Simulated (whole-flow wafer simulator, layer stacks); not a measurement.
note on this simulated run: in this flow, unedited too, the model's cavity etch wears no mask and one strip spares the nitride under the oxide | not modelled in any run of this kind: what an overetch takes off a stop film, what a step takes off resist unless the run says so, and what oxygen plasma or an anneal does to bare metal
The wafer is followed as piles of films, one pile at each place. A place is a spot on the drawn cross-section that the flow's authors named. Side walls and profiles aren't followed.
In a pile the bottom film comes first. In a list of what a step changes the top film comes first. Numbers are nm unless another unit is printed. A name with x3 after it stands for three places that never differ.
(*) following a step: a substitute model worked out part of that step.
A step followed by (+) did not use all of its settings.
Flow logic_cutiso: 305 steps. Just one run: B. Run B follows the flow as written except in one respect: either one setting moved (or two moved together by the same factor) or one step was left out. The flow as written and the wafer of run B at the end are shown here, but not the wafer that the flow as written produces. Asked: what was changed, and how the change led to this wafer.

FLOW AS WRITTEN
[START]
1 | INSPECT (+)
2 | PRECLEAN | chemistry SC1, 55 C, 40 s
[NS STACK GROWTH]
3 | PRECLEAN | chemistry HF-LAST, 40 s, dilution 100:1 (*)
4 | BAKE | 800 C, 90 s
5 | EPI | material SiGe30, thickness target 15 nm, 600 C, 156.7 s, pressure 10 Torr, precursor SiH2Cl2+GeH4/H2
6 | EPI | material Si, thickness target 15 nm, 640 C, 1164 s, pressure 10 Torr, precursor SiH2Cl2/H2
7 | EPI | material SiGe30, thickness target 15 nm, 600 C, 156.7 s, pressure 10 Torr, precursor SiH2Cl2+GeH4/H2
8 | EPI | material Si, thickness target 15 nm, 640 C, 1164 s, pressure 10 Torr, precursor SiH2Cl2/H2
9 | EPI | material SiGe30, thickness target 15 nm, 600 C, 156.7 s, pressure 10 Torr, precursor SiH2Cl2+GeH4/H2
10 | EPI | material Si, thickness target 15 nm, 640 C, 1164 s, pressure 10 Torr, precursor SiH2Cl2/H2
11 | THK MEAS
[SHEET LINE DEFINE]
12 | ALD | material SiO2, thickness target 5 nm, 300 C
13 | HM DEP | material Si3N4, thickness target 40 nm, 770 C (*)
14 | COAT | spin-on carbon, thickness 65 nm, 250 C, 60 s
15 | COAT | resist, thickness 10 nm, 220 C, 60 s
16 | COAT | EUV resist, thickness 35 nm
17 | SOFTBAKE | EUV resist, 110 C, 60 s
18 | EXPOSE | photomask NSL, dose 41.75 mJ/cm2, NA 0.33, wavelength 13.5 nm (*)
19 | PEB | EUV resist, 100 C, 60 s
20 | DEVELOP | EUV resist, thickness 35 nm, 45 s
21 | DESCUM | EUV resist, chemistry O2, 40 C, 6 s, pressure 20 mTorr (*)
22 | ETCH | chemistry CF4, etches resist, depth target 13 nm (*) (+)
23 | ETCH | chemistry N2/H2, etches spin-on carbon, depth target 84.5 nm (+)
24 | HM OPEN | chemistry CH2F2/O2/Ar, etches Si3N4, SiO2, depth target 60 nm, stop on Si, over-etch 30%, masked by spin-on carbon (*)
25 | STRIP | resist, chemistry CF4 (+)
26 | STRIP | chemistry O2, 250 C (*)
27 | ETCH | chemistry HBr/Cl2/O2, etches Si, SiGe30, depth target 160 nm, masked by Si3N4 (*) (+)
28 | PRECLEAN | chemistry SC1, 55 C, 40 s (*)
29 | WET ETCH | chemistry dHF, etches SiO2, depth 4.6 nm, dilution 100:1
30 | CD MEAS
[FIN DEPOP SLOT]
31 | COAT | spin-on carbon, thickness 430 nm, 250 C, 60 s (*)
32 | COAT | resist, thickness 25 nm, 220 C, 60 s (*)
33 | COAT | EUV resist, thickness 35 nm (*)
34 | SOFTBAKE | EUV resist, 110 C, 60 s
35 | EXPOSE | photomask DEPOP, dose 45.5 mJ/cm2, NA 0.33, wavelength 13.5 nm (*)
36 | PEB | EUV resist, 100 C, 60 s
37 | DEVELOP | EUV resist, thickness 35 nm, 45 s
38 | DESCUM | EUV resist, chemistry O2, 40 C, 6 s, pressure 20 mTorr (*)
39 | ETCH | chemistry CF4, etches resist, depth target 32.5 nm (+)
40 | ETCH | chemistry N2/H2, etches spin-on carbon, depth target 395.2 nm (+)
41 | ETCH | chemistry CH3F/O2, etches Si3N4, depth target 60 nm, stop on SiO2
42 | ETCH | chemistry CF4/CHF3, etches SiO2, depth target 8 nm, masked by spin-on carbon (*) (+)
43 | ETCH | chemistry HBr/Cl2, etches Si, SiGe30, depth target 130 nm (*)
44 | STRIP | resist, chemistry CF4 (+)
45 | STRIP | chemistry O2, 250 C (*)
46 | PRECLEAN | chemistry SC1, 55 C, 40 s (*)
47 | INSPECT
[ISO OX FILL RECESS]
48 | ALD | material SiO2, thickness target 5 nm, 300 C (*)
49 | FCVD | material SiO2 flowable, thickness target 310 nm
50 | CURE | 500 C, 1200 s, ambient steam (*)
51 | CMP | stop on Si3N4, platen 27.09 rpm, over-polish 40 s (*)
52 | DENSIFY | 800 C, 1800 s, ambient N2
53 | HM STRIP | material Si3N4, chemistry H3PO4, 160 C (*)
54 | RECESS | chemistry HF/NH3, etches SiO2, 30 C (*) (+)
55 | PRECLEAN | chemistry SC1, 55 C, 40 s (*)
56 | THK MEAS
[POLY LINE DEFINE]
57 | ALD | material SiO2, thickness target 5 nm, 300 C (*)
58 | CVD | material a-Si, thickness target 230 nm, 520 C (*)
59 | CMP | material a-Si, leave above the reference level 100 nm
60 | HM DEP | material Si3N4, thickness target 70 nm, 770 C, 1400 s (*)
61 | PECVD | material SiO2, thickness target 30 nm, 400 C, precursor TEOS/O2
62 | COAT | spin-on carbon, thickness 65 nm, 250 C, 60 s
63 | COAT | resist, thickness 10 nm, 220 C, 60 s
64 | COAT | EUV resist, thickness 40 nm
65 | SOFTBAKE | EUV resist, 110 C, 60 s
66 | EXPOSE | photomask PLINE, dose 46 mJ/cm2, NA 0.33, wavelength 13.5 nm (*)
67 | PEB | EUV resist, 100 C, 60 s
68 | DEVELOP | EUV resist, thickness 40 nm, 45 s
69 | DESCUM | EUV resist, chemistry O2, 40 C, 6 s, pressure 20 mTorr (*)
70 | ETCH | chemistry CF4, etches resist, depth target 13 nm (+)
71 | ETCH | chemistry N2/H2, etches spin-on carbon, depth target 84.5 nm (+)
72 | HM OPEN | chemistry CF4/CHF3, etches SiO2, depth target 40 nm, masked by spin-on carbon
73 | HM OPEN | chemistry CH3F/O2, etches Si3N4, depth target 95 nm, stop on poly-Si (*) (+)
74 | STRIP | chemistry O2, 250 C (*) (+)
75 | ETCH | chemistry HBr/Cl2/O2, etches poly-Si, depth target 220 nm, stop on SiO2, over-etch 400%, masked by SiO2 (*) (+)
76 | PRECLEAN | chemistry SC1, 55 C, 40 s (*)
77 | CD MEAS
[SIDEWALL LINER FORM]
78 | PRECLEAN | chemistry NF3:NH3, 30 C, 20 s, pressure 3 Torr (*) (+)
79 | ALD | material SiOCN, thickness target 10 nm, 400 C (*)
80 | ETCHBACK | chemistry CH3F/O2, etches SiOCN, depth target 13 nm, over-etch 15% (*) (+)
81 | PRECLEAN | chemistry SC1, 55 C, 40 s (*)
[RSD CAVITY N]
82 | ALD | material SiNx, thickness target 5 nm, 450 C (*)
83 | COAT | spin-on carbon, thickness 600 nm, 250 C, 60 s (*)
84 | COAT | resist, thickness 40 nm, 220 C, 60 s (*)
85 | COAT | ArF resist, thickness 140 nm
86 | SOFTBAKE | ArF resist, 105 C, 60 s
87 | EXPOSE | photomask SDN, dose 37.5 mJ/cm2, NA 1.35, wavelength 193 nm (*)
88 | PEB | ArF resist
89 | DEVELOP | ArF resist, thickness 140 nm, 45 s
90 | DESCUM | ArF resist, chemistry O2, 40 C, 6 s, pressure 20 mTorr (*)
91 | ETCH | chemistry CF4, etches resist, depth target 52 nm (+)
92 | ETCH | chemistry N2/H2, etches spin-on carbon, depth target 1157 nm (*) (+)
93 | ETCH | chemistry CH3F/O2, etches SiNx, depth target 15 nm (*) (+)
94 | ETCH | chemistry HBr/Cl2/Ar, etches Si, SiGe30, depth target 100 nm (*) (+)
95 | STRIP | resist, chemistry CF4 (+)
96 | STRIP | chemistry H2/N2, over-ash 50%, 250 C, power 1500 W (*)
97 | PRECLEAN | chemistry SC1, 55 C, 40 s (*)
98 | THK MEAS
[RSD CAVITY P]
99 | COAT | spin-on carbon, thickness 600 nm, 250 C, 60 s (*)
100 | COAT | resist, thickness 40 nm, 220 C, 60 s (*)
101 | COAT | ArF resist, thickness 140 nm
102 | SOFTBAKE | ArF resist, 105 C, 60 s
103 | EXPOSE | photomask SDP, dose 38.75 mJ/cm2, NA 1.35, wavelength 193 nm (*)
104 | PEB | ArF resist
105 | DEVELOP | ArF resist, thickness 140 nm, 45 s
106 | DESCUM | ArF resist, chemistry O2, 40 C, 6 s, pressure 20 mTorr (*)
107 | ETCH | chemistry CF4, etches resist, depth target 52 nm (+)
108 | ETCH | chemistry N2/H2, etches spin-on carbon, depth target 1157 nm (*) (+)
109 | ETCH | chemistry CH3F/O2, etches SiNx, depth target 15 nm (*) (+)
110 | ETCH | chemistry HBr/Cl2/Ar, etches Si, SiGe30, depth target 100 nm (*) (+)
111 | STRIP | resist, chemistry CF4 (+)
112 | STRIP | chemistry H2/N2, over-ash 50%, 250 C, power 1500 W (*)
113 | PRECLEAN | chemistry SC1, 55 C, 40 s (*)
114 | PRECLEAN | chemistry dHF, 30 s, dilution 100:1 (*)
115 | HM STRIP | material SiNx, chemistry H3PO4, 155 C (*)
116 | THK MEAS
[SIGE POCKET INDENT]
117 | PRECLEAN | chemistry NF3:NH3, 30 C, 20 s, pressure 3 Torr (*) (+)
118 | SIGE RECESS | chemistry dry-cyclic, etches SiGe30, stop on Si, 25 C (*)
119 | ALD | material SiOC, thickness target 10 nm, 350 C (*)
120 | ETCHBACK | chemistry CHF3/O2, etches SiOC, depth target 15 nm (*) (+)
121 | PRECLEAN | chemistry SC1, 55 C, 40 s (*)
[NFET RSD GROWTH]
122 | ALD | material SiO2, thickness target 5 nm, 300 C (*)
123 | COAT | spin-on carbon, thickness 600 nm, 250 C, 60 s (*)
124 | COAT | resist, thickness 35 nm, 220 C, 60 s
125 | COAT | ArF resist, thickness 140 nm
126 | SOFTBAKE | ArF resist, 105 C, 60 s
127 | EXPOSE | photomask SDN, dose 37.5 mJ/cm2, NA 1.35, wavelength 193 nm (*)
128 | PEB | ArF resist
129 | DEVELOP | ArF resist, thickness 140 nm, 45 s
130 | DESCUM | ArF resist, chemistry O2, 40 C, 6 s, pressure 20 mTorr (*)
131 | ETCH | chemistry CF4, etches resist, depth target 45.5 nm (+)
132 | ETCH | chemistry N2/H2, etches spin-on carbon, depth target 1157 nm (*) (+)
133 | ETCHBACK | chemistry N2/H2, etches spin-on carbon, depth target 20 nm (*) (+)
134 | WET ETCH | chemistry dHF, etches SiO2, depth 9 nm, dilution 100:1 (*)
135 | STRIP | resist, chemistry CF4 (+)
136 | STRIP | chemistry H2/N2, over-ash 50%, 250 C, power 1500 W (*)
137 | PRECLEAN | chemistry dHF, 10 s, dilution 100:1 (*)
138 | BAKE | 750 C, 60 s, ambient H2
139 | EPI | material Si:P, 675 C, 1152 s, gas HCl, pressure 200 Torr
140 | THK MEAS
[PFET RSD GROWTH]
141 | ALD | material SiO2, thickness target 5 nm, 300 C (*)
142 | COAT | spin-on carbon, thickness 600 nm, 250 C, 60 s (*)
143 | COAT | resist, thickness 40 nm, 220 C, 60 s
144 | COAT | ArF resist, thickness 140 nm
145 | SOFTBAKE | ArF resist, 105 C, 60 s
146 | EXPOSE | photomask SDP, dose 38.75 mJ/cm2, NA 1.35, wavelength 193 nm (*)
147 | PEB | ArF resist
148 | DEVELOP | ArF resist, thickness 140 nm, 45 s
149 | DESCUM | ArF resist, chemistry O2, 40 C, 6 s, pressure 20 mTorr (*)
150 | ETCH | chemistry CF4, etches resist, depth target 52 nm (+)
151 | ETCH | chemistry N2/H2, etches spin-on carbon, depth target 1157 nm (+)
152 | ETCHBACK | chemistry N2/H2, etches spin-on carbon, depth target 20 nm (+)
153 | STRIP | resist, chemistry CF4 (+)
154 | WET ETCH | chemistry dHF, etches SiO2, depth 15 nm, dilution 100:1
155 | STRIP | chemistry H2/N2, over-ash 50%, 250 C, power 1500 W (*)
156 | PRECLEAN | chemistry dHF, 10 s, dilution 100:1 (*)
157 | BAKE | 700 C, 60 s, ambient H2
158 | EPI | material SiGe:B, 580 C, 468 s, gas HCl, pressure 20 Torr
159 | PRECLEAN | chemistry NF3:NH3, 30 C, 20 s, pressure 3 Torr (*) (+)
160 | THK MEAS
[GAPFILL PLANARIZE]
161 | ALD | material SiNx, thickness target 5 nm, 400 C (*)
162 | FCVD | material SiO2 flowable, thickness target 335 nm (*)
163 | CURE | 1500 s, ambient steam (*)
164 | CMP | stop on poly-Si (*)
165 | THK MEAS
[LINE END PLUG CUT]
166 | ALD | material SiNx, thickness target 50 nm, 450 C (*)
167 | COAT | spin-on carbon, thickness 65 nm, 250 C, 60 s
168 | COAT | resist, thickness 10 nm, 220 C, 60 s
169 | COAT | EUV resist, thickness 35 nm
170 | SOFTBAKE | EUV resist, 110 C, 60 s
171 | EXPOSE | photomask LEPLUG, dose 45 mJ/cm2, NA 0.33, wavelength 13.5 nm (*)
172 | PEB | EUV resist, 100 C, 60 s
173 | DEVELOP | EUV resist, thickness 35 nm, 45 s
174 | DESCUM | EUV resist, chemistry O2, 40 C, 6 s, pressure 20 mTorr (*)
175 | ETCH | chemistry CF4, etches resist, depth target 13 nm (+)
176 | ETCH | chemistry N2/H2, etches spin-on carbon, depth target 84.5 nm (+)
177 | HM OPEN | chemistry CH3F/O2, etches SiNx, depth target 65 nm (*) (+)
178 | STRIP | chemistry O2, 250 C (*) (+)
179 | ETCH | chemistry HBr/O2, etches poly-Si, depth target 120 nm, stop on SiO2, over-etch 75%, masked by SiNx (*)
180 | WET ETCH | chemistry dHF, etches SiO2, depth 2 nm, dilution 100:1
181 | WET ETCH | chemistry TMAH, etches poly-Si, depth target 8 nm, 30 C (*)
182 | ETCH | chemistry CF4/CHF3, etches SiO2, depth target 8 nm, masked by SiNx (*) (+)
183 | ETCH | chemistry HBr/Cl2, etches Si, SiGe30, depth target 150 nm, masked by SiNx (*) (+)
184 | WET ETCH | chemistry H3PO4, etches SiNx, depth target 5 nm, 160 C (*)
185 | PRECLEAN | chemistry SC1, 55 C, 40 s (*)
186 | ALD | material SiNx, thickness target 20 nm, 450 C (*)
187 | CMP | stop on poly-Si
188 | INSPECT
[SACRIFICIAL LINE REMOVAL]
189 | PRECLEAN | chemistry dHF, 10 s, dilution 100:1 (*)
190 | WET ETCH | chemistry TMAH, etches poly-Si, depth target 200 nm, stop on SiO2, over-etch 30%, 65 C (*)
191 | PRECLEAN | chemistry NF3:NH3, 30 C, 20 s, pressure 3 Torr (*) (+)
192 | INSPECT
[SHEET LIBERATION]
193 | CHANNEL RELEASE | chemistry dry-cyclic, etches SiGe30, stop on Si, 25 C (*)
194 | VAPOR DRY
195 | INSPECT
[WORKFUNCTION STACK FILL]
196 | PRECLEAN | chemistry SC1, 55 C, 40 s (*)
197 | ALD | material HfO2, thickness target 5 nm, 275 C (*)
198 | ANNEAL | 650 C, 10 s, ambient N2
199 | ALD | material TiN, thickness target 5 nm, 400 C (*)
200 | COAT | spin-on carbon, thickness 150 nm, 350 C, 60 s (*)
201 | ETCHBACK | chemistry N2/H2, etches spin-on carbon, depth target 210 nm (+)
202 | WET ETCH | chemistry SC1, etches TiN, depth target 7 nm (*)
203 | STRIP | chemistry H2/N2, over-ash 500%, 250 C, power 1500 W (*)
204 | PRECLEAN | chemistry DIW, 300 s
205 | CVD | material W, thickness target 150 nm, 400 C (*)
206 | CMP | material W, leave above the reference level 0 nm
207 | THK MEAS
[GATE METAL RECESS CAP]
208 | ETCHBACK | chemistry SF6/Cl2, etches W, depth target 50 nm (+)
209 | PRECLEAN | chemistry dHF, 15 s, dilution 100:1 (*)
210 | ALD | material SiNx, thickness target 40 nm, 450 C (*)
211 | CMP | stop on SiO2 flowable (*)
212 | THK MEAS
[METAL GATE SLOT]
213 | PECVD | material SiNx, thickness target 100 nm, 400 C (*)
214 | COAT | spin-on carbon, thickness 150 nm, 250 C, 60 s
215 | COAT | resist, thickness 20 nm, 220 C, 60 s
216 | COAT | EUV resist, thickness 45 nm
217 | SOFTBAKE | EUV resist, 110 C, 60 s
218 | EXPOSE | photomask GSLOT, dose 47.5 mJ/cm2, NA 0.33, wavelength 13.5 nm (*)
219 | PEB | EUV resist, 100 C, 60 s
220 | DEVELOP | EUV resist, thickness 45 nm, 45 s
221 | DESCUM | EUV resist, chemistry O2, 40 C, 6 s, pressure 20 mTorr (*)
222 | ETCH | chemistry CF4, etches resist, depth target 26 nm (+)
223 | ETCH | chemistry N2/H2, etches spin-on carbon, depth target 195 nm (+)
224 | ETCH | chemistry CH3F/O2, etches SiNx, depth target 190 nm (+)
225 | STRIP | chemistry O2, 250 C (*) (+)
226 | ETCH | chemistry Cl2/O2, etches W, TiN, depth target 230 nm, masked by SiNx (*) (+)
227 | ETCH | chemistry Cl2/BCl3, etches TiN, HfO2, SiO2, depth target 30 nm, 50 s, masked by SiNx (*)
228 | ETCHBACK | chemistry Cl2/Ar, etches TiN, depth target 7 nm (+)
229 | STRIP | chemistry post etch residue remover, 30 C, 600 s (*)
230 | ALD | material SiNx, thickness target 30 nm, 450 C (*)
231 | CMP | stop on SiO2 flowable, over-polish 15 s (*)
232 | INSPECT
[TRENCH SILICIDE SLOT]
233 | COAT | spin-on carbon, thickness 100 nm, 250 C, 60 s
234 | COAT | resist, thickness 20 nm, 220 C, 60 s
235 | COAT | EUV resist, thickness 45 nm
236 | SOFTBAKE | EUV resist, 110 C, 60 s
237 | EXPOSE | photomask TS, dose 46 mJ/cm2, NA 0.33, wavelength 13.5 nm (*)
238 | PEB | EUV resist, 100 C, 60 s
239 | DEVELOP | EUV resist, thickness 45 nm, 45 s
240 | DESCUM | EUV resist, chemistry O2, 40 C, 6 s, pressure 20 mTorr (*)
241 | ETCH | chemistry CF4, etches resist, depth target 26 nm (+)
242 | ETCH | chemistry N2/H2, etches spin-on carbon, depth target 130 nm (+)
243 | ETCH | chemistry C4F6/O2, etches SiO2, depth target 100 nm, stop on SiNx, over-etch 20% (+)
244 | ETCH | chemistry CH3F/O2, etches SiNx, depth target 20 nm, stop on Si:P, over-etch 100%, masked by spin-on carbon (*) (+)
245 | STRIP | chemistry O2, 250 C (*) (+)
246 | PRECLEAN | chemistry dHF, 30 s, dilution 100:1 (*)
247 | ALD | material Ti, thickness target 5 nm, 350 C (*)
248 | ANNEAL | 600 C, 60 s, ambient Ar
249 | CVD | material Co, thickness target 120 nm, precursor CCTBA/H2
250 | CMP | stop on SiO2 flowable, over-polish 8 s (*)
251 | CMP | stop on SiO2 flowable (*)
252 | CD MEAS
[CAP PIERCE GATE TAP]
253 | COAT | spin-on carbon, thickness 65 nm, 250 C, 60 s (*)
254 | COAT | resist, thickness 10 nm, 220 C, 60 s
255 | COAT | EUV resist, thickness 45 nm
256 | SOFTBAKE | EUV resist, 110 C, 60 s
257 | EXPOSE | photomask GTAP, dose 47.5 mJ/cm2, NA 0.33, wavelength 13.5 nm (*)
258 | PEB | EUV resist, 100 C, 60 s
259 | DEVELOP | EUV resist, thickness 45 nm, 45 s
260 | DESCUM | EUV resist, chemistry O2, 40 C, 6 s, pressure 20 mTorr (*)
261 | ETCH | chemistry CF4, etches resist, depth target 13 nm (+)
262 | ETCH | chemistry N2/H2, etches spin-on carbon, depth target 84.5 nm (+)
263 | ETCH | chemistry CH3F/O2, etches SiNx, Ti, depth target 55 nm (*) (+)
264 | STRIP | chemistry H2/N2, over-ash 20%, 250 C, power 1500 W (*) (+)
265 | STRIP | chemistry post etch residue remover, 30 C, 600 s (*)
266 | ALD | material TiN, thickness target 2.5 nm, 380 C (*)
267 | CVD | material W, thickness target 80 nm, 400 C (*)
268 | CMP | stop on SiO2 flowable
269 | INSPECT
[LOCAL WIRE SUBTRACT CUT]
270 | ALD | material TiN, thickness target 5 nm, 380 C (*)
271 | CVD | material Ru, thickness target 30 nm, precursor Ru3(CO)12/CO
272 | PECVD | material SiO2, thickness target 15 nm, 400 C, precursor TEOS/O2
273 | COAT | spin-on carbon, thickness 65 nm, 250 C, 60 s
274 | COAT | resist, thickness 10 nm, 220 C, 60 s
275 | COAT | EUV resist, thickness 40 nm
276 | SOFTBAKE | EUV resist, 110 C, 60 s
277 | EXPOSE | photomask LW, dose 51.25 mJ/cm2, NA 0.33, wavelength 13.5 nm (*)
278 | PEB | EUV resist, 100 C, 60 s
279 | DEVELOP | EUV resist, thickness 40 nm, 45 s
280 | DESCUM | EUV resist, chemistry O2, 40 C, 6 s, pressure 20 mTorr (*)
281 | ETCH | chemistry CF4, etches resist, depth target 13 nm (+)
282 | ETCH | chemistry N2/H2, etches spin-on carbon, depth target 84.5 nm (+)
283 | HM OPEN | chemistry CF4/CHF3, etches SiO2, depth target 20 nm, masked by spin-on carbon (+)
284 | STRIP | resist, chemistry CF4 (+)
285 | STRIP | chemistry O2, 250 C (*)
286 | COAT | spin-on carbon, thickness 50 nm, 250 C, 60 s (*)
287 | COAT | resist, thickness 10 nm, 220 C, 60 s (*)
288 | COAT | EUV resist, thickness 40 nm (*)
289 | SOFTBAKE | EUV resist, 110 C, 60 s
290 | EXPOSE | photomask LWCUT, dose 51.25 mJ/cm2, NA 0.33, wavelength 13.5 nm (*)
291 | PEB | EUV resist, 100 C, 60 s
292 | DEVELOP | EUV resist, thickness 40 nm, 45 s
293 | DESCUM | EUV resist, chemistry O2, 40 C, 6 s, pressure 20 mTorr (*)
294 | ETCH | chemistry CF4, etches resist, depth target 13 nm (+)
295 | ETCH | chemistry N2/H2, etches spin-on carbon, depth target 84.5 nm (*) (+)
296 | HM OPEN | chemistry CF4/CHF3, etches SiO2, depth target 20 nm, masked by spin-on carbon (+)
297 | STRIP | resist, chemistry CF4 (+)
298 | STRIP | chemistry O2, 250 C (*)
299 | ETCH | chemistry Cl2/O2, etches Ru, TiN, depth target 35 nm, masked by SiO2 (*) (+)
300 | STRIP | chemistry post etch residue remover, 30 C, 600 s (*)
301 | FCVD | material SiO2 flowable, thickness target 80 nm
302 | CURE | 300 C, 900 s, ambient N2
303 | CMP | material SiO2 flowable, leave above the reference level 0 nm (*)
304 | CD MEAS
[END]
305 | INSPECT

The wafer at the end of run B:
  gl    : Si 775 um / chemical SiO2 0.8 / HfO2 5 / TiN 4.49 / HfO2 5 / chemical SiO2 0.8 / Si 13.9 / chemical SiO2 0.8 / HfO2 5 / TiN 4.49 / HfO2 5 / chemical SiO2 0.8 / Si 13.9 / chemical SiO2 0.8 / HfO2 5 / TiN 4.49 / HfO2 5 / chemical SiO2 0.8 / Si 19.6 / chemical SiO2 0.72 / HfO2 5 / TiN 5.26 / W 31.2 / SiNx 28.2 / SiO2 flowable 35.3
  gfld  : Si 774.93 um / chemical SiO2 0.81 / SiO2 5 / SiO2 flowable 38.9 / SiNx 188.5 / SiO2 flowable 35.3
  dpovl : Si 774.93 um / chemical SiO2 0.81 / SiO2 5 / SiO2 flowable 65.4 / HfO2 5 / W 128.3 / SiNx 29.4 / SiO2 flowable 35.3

The reason: step 10, EPI: thickness target 21.8 nm was run, while the flow as written has thickness target 15 nm; step 10, EPI: 1688 s was run, where the flow has 1164 s.

The path from the change to this, step by step:
  10 | EPI | material Si, thickness target 15 nm, 640 C, 1164 s, pressure 10 Torr, precursor SiH2Cl2/H2
      depop, dpovl, gfld and 19 more: +21.8 Si (new film) (it would be, as written: +15 Si (new film))
  27 | ETCH | chemistry HBr/Cl2/O2, etches Si, SiGe30, depth target 160 nm, masked by Si3N4 (*) (+)
      gfld, gxf, iso, lnri: -0.79 chemical SiO2 (all of it), -18.1 Si (all of it), -15 SiGe30 (all of it), -15 Si (all of it), -15 SiGe30 (all of it), -15 Si (all of it), -15 SiGe30 (all of it), -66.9 Si (it would be, as written: -0.79 chemical SiO2 (all of it), -11.4 Si (all of it), -15 SiGe30 (all of it), -15 Si (all of it), -15 SiGe30 (all of it), -15 Si (all of it), -15 SiGe30 (all of it), -73.6 Si)
      dpovl, nsgap: -0.79 chemical SiO2 (all of it), -18.5 Si (all of it), -15 SiGe30 (all of it), -15 Si (all of it), -15 SiGe30 (all of it), -15 Si (all of it), -15 SiGe30 (all of it), -66.5 Si (it would be, as written: -0.79 chemical SiO2 (all of it), -11.8 Si (all of it), -15 SiGe30 (all of it), -15 Si (all of it), -15 SiGe30 (all of it), -15 Si (all of it), -15 SiGe30 (all of it), -73.2 Si)
      (as well as at 1 more place)
  43 | ETCH | chemistry HBr/Cl2, etches Si, SiGe30, depth target 130 nm (*)
      depop: -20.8 Si (all of it), -15 SiGe30 (all of it), -15 Si (all of it), -15 SiGe30 (all of it), -15 Si (all of it), -15 SiGe30 (all of it), -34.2 Si (it would be, as written: -14 Si (all of it), -15 SiGe30 (all of it), -15 Si (all of it), -15 SiGe30 (all of it), -15 Si (all of it), -15 SiGe30 (all of it), -41 Si)
  94 | ETCH | chemistry HBr/Cl2/Ar, etches Si, SiGe30, depth target 100 nm (*) (+)
      rsdn, rsdx: -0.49 chemical SiO2 (all of it), -19.6 Si (all of it), -15 SiGe30 (all of it), -15 Si (all of it), -15 SiGe30 (all of it), -15 Si (all of it), -15 SiGe30 (all of it), -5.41 Si (it would be, as written: -0.49 chemical SiO2 (all of it), -12.8 Si (all of it), -15 SiGe30 (all of it), -15 Si (all of it), -15 SiGe30 (all of it), -15 Si (all of it), -15 SiGe30 (all of it), -12.2 Si)
  110 | ETCH | chemistry HBr/Cl2/Ar, etches Si, SiGe30, depth target 100 nm (*) (+)
      rsdp, rsdw: -0.49 chemical SiO2 (all of it), -19.6 Si (all of it), -15 SiGe30 (all of it), -15 Si (all of it), -15 SiGe30 (all of it), -15 Si (all of it), -15 SiGe30 (all of it), -5.41 Si (it would be, as written: -0.49 chemical SiO2 (all of it), -12.8 Si (all of it), -15 SiGe30 (all of it), -15 Si (all of it), -15 SiGe30 (all of it), -15 Si (all of it), -15 SiGe30 (all of it), -12.2 Si)
  183 | ETCH | chemistry HBr/Cl2, etches Si, SiGe30, depth target 150 nm, masked by SiNx (*) (+)
      plug: -20.3 Si (all of it), -15 SiGe30 (all of it), -15 Si (all of it), -15 SiGe30 (all of it), -15 Si (all of it), -15 SiGe30 (all of it), -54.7 Si (it would be, as written: -13.6 Si (all of it), -15 SiGe30 (all of it), -15 Si (all of it), -15 SiGe30 (all of it), -15 Si (all of it), -15 SiGe30 (all of it), -61.4 Si)
